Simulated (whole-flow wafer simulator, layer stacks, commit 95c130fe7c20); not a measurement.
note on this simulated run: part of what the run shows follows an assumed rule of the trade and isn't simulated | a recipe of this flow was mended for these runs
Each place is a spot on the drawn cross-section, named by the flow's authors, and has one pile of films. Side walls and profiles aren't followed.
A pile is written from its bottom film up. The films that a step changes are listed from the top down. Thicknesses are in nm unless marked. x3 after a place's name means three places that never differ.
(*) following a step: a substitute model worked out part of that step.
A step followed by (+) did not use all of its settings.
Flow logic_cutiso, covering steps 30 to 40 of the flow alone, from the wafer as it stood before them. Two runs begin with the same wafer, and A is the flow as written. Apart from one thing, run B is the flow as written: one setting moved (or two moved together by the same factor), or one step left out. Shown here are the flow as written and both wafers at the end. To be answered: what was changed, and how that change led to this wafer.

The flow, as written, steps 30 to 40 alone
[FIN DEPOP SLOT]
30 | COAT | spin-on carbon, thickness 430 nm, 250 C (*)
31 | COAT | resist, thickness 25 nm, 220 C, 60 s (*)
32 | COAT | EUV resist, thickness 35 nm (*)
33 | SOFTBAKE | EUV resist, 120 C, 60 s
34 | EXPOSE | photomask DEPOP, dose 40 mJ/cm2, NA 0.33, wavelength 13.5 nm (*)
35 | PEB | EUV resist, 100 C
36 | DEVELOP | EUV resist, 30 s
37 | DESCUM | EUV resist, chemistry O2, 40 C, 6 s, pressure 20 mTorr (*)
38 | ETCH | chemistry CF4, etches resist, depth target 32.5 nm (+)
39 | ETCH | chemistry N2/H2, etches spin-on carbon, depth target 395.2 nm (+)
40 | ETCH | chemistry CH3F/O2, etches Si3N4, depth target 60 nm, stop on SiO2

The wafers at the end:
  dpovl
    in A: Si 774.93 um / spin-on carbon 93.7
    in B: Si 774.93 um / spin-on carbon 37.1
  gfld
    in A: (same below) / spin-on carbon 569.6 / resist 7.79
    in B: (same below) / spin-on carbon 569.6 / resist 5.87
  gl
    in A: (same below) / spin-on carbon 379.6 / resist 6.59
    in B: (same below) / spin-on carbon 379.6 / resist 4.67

The reason: step 39, ETCH: depth target 452.1 nm was run, though the flow has depth target 395.2 nm.

How this came from the change, step by step:
  39 | ETCH | chemistry N2/H2, etches spin-on carbon, depth target 395.2 nm (+)
      gl, glp, gxp and 10 more: A -12.4 EUV resist (all of it), -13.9 resist | B -12.4 EUV resist (all of it), -15.9 resist
      gfld, gxf, gxn, iso, lnr, lnri, rsdx: A -12.5 EUV resist (all of it), -13.9 resist | B -12.5 EUV resist (all of it), -15.9 resist
      (as well as at 2 more places)
  40 | ETCH | chemistry CH3F/O2, etches Si3N4, depth target 60 nm, stop on SiO2
      depop: A -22 Si3N4 (all of it), -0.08 SiO2 | B -21.4 Si3N4 (all of it), -0.08 SiO2
